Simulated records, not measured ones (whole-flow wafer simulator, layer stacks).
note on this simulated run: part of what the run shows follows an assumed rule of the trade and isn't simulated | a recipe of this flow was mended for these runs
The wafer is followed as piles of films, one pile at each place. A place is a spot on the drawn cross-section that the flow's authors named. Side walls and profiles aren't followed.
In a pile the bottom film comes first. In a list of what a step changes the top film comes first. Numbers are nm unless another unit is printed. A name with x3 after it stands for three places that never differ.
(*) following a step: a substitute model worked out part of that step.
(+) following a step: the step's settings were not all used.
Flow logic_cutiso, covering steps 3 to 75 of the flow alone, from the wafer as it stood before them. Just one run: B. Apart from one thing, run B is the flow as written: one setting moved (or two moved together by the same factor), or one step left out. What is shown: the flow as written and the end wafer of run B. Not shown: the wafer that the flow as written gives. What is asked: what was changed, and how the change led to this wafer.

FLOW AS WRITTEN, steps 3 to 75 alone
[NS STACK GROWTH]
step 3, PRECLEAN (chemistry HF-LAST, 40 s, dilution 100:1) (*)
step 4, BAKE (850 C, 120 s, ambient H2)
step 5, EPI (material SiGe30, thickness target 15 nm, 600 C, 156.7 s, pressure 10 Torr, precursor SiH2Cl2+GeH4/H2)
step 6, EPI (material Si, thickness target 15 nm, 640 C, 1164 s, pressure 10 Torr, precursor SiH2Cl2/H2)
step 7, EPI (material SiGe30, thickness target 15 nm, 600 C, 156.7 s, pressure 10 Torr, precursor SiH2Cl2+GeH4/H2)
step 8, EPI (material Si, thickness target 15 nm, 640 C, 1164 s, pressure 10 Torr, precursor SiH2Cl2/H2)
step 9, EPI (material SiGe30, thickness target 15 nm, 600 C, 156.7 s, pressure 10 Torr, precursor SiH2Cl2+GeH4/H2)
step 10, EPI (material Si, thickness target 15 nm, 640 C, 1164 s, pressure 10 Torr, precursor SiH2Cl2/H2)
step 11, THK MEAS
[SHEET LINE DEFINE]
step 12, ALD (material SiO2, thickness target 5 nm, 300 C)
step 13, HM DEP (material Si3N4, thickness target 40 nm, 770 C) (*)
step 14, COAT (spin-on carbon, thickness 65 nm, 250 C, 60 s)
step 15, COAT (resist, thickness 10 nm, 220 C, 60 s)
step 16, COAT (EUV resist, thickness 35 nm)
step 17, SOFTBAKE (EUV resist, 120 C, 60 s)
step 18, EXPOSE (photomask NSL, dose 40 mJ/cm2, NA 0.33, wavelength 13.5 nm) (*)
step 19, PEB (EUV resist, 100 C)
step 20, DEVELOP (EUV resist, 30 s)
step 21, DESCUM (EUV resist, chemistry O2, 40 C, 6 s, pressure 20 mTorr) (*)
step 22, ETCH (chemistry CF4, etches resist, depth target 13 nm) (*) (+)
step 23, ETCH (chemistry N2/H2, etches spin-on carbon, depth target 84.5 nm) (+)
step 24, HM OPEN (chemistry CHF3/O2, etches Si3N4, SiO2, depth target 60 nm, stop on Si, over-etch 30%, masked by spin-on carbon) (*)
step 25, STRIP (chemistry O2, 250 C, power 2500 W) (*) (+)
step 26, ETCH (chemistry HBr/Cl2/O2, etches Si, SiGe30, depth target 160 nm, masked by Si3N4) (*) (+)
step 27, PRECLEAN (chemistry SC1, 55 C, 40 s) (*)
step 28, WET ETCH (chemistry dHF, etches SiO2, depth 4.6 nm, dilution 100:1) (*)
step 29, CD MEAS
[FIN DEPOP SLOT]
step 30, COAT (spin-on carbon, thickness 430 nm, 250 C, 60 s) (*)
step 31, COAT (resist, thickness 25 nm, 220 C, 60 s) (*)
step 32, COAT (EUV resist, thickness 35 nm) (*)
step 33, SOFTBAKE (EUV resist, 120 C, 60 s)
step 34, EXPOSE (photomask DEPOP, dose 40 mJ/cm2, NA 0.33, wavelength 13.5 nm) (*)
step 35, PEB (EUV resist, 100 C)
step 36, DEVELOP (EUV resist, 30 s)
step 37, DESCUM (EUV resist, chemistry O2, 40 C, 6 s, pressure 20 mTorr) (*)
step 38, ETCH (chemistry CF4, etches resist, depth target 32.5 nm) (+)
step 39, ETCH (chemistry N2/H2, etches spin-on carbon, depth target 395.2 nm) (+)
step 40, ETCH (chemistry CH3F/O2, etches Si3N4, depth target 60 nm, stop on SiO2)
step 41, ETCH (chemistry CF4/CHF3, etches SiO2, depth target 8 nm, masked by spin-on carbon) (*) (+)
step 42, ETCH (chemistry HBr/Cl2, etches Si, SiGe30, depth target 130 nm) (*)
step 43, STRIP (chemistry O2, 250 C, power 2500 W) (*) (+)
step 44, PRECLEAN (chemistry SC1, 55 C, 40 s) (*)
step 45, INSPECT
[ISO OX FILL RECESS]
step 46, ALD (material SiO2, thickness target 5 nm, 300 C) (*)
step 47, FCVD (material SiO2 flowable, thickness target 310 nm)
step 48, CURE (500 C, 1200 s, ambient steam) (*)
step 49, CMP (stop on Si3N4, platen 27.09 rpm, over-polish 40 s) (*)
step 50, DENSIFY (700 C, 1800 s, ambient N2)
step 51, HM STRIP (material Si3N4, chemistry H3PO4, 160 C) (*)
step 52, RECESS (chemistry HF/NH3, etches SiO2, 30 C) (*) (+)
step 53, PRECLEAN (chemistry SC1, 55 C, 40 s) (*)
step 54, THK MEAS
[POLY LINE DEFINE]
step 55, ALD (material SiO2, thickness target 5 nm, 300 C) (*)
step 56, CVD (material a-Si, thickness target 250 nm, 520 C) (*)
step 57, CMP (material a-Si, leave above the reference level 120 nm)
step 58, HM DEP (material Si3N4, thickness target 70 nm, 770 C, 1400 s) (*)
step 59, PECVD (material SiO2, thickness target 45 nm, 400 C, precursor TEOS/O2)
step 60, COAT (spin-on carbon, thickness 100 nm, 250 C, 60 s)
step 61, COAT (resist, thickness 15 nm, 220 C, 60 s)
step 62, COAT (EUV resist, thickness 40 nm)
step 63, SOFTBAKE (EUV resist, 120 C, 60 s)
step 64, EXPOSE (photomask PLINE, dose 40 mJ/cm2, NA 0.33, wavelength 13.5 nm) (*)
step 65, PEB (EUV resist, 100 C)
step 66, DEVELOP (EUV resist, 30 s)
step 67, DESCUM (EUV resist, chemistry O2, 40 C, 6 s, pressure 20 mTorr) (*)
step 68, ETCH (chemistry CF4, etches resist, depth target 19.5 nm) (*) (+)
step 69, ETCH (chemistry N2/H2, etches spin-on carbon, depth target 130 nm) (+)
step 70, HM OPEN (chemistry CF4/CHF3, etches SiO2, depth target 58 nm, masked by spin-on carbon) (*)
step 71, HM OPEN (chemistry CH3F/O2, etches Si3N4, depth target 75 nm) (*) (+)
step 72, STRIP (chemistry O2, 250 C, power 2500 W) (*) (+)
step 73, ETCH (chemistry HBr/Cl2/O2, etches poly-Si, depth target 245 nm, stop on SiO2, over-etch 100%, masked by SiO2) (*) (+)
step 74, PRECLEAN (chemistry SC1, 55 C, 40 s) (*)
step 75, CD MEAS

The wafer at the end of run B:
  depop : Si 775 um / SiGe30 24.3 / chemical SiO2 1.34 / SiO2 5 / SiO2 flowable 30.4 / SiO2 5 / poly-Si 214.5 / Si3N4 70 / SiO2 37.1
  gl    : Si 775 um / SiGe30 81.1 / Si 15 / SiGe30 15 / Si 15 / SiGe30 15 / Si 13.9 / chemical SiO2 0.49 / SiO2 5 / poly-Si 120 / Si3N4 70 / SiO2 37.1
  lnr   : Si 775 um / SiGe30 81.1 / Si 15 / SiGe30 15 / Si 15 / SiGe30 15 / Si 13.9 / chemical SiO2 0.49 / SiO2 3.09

What caused this: step 5, EPI: 690 C was run, whereas the flow has 600 C.

How this came from the change, step by step:
  step 5, EPI (material SiGe30, thickness target 15 nm, 600 C, 156.7 s, pressure 10 Torr, precursor SiH2Cl2+GeH4/H2)
      depop, dpovl, gfld and 19 more: SiGe30 gains 81.1 (new film) (it would be, as written: SiGe30 gains 15 (new film))
  step 26, ETCH (chemistry HBr/Cl2/O2, etches Si, SiGe30, depth target 160 nm, masked by Si3N4) (*) (+)
      dpovl, gfld, gxf, iso, isow, lnri, nsgap: chemical SiO2 loses 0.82 (all of it), Si loses 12 (all of it), SiGe30 loses 15 (all of it), Si loses 15 (all of it), SiGe30 loses 15 (all of it), Si loses 15 (all of it), SiGe30 loses 81.1 (all of it), Si loses 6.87 (it would be, as written: chemical SiO2 loses 0.82 (all of it), Si loses 12 (all of it), SiGe30 loses 15 (all of it), Si loses 15 (all of it), SiGe30 loses 15 (all of it), Si loses 15 (all of it), SiGe30 loses 15 (all of it), Si loses 73)
  step 42, ETCH (chemistry HBr/Cl2, etches Si, SiGe30, depth target 130 nm) (*)
      depop: Si loses 13.8 (all of it), SiGe30 loses 15 (all of it), Si loses 15 (all of it), SiGe30 loses 15 (all of it), Si loses 15 (all of it), SiGe30 loses 56.2 (it would be, as written: Si loses 13.8 (all of it), SiGe30 loses 15 (all of it), Si loses 15 (all of it), SiGe30 loses 15 (all of it), Si loses 15 (all of it), SiGe30 loses 15 (all of it), Si loses 41.2)
  step 43, STRIP (chemistry O2, 250 C, power 2500 W) (*) (+)
      depop: chemical SiO2 gains 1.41 (new film), SiGe30 loses 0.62 (it would be, as written: chemical SiO2 gains 1.04 (new film), Si loses 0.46)
